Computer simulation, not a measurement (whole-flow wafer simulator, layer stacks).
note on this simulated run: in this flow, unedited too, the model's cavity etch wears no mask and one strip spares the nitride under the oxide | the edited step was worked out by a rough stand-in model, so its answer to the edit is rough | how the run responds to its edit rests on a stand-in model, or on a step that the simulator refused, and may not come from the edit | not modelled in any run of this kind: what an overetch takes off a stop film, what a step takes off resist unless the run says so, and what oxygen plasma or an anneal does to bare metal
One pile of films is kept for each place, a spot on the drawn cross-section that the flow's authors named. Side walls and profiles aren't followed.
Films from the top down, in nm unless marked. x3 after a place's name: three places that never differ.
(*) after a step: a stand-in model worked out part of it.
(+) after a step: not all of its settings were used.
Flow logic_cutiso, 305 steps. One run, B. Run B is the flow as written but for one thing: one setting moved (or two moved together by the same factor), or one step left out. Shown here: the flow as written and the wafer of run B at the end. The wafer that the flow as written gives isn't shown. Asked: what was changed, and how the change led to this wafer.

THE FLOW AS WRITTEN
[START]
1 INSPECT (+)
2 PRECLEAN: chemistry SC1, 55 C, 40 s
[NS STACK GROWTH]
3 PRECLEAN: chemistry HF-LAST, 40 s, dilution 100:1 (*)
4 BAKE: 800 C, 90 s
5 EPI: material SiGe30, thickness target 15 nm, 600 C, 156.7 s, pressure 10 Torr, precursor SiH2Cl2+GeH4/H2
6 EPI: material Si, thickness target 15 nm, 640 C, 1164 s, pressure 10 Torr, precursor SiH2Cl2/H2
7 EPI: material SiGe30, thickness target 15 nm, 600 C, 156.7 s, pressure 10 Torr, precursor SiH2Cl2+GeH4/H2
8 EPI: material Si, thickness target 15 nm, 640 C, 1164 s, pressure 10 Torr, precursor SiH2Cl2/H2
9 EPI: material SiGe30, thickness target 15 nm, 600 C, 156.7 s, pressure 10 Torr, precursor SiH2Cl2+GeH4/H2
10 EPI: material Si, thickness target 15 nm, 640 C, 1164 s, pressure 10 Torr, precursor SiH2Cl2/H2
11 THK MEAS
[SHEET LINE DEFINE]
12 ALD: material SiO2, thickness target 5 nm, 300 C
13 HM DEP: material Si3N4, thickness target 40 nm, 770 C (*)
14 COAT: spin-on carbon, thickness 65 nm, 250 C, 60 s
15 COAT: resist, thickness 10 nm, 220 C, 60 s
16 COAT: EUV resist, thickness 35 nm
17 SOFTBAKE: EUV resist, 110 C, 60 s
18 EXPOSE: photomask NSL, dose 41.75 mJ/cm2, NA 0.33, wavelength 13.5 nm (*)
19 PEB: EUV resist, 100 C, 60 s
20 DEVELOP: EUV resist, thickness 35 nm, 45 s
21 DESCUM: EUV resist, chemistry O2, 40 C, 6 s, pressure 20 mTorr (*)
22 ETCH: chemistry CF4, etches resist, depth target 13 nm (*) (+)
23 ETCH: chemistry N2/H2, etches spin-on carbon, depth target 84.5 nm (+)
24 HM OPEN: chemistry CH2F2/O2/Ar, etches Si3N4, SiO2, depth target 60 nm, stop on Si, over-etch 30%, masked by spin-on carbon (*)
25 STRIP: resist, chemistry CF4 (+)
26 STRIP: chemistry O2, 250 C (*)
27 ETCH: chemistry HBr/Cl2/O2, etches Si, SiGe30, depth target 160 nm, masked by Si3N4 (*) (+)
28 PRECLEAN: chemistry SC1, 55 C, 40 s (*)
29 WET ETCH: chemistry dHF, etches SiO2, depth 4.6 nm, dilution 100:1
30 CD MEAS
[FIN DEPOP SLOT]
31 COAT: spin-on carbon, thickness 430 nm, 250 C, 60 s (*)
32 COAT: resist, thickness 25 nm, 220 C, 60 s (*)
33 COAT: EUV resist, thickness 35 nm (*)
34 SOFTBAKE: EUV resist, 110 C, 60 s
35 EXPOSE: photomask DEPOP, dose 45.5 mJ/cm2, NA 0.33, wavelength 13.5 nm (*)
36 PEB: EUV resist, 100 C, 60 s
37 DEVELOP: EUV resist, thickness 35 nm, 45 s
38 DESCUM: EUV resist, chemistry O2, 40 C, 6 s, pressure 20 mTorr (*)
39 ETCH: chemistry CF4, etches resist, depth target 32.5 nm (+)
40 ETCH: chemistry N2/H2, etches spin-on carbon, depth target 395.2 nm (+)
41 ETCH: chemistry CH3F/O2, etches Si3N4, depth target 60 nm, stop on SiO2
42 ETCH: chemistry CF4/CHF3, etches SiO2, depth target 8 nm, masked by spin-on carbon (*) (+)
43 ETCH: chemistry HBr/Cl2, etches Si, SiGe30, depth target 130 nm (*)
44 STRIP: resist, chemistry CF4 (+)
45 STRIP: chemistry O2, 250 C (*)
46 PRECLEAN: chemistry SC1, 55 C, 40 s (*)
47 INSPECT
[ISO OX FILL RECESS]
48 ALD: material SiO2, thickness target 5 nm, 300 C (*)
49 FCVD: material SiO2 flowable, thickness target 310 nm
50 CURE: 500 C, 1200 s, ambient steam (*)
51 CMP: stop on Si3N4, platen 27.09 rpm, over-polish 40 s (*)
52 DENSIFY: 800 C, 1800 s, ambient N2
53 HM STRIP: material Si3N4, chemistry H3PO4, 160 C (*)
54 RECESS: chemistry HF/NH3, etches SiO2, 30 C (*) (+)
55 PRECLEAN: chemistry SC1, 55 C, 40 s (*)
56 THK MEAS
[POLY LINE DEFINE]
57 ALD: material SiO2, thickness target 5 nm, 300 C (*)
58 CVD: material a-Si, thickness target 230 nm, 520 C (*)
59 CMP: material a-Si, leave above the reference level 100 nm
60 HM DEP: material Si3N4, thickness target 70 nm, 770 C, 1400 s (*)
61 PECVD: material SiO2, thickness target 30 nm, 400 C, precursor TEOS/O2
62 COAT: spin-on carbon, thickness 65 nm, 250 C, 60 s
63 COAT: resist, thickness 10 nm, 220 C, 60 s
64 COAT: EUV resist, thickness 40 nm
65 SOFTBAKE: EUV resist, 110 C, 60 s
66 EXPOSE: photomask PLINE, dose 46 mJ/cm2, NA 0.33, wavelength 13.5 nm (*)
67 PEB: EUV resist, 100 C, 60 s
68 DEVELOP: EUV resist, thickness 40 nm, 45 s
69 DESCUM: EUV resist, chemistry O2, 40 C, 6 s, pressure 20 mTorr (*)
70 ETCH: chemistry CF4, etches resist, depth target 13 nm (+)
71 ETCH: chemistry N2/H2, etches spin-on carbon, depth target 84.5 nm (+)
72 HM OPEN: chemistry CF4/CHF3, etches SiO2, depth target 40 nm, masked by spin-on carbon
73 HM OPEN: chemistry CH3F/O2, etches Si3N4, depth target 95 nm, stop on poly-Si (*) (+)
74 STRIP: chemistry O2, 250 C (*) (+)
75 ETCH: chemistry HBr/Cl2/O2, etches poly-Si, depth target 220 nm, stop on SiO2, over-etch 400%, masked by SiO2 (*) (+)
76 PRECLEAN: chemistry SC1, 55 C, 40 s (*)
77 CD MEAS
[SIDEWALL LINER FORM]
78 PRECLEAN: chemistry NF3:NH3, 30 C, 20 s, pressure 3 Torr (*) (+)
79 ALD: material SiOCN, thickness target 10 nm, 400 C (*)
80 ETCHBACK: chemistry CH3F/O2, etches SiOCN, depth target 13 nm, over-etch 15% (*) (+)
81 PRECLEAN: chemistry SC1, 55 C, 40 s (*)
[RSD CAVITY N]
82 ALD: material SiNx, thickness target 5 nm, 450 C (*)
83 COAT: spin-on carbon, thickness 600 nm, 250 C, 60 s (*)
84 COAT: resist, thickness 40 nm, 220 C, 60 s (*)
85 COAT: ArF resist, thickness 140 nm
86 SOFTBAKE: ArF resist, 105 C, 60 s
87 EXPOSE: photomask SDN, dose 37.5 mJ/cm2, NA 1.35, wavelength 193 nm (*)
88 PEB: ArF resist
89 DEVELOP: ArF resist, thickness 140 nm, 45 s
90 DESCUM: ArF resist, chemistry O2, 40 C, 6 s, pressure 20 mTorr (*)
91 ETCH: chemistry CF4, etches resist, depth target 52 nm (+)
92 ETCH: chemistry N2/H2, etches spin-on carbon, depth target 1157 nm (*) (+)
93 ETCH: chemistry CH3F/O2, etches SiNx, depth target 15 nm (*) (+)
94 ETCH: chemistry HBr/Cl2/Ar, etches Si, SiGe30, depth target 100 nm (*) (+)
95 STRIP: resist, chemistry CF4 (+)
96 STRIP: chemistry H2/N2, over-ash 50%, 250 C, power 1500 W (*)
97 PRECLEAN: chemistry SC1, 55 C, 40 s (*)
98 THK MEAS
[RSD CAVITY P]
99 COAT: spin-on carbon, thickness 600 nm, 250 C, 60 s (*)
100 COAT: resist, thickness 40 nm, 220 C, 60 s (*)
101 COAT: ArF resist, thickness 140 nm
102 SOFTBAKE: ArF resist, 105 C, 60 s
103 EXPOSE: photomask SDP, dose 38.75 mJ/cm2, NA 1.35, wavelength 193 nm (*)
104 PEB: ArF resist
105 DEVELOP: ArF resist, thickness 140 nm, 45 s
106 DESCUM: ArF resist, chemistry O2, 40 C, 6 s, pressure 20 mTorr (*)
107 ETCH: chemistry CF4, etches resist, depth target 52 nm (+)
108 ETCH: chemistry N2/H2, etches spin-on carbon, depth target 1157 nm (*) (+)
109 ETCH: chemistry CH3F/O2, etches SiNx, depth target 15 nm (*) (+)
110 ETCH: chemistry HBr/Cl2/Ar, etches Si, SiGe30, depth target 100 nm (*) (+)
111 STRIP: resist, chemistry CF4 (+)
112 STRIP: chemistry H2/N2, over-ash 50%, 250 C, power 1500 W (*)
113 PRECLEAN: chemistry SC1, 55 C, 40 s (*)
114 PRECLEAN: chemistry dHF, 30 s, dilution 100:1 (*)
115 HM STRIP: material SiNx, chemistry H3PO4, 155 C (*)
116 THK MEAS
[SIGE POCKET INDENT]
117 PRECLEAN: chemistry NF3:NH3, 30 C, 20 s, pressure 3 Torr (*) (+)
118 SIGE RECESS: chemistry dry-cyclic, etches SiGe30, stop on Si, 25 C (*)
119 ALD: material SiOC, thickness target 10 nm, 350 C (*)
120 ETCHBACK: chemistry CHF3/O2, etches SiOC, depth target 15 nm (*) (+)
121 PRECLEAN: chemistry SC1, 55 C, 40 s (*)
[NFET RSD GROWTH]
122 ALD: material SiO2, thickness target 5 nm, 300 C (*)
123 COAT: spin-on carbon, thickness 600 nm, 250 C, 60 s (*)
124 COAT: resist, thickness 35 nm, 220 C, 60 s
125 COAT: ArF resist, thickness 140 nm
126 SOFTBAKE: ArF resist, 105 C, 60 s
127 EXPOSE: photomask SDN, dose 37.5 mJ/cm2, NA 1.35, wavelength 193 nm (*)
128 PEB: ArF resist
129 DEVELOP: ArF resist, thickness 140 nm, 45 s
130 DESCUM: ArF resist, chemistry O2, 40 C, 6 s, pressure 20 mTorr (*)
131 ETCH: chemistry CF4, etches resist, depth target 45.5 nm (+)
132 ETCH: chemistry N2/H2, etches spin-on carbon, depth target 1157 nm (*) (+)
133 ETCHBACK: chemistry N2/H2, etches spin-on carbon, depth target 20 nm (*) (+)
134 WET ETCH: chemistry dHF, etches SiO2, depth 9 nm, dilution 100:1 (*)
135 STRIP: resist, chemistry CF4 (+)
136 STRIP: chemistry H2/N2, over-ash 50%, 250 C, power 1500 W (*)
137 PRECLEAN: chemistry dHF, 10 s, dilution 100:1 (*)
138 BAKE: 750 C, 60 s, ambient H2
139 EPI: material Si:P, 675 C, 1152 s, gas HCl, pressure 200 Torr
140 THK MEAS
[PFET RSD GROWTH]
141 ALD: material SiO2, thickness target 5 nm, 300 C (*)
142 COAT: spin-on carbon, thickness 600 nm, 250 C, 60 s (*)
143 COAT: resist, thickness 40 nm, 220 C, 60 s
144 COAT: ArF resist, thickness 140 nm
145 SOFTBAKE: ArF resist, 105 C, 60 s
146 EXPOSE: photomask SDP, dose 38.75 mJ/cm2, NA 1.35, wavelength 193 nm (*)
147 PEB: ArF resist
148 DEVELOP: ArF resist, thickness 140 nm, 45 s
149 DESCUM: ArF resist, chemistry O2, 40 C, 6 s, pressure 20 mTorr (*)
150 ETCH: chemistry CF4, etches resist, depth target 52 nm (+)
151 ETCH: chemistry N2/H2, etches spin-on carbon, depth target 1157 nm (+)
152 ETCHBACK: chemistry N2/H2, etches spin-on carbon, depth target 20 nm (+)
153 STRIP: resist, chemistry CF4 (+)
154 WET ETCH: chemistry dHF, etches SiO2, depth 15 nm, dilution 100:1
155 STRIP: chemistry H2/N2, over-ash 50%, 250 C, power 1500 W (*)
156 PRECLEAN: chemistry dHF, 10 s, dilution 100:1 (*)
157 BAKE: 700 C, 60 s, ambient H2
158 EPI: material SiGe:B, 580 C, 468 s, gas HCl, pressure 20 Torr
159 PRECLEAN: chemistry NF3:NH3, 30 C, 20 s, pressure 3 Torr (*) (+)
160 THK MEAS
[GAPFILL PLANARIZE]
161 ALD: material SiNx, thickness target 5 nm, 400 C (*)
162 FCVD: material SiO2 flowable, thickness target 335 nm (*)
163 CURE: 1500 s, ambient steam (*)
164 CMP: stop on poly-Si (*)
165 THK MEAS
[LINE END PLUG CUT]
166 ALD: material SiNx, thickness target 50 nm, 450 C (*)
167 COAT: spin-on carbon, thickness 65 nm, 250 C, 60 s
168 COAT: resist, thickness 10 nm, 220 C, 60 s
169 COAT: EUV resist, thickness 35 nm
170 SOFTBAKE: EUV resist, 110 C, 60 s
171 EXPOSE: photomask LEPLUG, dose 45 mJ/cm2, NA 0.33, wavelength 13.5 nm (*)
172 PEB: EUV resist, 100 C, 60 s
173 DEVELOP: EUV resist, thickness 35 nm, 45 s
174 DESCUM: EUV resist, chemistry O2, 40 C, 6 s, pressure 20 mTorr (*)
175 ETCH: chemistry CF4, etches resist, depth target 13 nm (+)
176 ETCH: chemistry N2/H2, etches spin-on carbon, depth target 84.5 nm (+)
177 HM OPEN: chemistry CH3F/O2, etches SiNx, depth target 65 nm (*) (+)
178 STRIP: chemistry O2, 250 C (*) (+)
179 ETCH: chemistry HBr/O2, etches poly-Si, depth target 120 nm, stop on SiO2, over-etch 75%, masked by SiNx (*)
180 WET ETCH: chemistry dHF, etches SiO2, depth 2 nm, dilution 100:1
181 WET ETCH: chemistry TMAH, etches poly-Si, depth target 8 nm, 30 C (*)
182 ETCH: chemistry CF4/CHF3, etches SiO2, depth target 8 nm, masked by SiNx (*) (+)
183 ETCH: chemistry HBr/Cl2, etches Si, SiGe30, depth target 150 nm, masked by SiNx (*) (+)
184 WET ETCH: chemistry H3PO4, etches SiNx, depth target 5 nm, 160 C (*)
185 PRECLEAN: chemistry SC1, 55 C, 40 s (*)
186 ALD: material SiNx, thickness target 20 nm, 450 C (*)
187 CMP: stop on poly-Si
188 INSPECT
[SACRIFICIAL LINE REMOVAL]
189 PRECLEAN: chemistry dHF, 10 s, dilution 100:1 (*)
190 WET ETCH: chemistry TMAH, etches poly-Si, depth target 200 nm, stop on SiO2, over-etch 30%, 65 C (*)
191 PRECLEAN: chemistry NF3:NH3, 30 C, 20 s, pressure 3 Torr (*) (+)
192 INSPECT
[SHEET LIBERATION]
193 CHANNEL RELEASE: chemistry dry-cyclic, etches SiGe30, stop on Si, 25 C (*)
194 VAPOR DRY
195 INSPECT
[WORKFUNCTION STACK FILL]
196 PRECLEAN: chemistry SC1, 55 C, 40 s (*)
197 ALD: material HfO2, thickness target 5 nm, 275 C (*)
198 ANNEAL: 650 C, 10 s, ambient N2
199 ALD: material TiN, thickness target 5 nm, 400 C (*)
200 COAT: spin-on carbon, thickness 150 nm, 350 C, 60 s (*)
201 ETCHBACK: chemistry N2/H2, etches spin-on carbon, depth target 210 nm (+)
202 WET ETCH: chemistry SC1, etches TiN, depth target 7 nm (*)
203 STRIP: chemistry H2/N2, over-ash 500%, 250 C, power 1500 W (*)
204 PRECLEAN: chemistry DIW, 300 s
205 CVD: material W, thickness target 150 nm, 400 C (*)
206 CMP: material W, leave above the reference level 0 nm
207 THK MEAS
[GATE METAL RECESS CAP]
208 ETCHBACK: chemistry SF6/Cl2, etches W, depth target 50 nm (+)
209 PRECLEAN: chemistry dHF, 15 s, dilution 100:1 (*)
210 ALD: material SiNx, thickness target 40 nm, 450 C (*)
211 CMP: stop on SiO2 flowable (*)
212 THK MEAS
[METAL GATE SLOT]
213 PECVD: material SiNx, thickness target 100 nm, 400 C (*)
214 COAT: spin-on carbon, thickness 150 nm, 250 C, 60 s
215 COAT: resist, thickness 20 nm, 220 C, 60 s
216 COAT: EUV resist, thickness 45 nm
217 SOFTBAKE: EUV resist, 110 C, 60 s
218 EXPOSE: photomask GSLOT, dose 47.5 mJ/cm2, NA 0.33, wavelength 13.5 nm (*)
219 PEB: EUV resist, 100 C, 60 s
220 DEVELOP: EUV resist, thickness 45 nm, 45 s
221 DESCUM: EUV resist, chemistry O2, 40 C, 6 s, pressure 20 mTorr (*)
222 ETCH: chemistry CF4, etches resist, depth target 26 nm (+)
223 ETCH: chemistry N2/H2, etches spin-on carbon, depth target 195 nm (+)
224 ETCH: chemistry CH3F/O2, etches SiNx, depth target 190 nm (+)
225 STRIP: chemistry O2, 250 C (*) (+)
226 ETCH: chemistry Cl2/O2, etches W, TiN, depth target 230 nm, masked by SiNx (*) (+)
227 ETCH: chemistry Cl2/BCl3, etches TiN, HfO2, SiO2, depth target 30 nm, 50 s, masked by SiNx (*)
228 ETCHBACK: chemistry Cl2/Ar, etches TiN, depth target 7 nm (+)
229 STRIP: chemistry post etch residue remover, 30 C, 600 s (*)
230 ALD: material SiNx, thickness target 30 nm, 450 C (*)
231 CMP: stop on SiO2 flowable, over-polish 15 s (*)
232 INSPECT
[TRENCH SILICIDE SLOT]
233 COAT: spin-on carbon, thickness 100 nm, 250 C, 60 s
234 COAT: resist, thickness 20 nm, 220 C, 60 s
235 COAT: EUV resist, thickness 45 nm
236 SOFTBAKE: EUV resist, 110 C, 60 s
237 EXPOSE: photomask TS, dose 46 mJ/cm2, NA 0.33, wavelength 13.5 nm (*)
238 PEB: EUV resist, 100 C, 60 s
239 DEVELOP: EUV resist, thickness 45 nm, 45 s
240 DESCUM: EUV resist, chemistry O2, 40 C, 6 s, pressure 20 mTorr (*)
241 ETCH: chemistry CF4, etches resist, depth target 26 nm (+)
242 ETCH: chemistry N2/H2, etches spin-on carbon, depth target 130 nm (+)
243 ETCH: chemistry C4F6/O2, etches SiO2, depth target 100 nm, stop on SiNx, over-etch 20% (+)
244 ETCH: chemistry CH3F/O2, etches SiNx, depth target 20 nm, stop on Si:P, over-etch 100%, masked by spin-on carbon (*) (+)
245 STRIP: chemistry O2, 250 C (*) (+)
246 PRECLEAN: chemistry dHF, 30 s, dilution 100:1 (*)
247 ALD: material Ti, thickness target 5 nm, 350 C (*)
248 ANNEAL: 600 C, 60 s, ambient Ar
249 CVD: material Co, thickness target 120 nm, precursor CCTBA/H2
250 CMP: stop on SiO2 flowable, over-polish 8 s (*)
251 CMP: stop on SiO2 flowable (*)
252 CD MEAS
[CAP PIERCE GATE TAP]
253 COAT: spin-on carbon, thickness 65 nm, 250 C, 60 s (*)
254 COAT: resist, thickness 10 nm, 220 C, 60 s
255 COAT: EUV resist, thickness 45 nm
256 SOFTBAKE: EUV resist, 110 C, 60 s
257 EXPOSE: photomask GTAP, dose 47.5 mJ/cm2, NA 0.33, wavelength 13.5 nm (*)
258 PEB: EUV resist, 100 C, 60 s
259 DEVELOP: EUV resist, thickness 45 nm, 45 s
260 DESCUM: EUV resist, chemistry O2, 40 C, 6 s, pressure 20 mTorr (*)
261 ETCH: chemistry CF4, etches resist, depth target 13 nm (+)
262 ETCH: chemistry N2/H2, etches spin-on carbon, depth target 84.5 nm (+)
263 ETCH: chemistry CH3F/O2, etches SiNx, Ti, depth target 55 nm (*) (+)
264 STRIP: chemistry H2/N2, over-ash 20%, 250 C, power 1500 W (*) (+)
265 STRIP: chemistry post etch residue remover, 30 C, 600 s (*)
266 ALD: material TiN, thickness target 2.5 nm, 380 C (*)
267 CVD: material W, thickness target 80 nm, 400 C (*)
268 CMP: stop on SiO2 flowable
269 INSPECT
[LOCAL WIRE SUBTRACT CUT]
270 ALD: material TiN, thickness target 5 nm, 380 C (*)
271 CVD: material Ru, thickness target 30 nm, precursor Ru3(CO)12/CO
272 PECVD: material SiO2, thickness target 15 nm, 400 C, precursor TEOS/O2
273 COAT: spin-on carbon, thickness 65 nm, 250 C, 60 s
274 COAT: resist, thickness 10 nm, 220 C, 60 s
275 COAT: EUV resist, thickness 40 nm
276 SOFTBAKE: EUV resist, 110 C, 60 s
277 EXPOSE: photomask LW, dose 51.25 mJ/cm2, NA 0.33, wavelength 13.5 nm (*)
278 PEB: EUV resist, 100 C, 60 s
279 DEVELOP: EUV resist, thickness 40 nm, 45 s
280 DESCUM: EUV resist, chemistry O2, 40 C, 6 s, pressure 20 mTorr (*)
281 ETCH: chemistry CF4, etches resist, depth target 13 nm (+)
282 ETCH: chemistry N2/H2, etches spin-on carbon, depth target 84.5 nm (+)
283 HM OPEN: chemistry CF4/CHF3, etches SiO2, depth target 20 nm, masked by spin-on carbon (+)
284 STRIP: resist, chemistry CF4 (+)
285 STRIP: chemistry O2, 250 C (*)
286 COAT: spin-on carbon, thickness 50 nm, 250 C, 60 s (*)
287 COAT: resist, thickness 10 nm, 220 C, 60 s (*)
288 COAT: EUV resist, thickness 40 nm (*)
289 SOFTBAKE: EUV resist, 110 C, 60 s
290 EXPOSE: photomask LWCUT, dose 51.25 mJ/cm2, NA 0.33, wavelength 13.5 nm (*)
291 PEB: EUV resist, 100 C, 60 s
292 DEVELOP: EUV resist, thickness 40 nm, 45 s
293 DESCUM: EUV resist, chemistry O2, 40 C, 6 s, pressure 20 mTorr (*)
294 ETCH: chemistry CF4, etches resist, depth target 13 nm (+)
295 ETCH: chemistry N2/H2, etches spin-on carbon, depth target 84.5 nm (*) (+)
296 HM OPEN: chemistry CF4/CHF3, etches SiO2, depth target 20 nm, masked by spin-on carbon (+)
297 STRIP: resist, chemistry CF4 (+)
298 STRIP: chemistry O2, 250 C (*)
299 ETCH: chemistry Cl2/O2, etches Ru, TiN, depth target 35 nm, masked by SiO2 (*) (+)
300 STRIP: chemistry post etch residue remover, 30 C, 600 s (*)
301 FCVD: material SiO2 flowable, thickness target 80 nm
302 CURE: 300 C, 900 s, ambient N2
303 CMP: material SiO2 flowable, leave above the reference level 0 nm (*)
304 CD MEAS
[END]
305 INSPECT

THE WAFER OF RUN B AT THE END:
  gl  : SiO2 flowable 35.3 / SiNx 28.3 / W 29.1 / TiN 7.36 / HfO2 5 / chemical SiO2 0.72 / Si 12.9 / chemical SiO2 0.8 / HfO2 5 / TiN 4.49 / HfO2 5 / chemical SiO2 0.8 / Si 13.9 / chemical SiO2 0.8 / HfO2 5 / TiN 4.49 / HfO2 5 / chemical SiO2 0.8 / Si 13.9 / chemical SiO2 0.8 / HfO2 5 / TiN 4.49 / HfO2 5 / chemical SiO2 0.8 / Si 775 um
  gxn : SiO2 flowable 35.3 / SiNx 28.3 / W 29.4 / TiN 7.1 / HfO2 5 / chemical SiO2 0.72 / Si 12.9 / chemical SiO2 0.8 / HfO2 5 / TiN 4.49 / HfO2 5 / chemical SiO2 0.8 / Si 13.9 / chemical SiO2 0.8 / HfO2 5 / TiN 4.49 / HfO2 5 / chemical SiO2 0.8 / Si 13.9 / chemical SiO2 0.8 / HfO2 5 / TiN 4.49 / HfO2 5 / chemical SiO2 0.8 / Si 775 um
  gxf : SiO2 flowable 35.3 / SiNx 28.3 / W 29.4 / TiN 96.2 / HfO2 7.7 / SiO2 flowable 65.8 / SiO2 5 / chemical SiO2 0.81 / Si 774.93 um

The cause: step 199, ALD: thickness target 7.1 nm was run, where the flow has thickness target 5 nm.
It can be read off the wafer: gxn has TiN 7.1, and step 199 as written asks for 5 nm.

How the change led to this, step by step:
  199 ALD: material TiN, thickness target 5 nm, 400 C (*)
      depop, dpovl, iso and 11 more: TiN +7.1 (new film) (as written it would be: TiN +5 (new film))
      gl, glp, tap: TiN +7.36 (new film), TiN +4.49 (new film), cavity -4.49 (all of it), TiN +4.49 (new film), cavity -4.49 (all of it), TiN +4.49 (new film), cavity -4.49 (all of it) (as written it would be: TiN +5.26 (new film), TiN +4.49 (new film), cavity -4.49 (all of it), TiN +4.49 (new film), cavity -4.49 (all of it), TiN +4.49 (new film), cavity -4.49 (all of it))
      (and at 5 more places)
  200 COAT: spin-on carbon, thickness 150 nm, 350 C, 60 s (*)
      gl, glp: spin-on carbon +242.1 (new film) (as written it would be: spin-on carbon +236.9 (new film))
      gxn, gxp: spin-on carbon +242.2 (new film) (as written it would be: spin-on carbon +236.9 (new film))
      (and at 17 more places)
  201 ETCHBACK: chemistry N2/H2, etches spin-on carbon, depth target 210 nm (+)
      lnr, lnrp: spin-on carbon -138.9 (all of it) (as written it would be: spin-on carbon -133.9 (all of it))
      rsdn, rsdw: spin-on carbon -150.9 (all of it) (as written it would be: spin-on carbon -145.8 (all of it))
      (and at 11 more places)
  202 WET ETCH: chemistry SC1, etches TiN, depth target 7 nm (*)
      depop, dpovl, iso and 12 more: TiN -7.1 (all of it) (as written it would be: TiN -5 (all of it))
  203 STRIP: chemistry H2/N2, over-ash 500%, 250 C, power 1500 W (*)
      gl, glp: spin-on carbon -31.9 (all of it) (as written it would be: spin-on carbon -26.7 (all of it))
      gxn, gxp: spin-on carbon -32.1 (all of it) (as written it would be: spin-on carbon -26.8 (all of it))
      (and at 3 more places)
  205 CVD: material W, thickness target 150 nm, 400 C (*)
      gxf: W +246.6 (new film) (as written it would be: W +337.8 (new film))
  226 ETCH: chemistry Cl2/O2, etches W, TiN, depth target 230 nm, masked by SiNx (*) (+)
      gfld: W -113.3 (all of it), TiN -9.74 (all of it), HfO2 -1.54 (as written it would be: W -115.4 (all of it), TiN -7.64 (all of it), HfO2 -1.54)
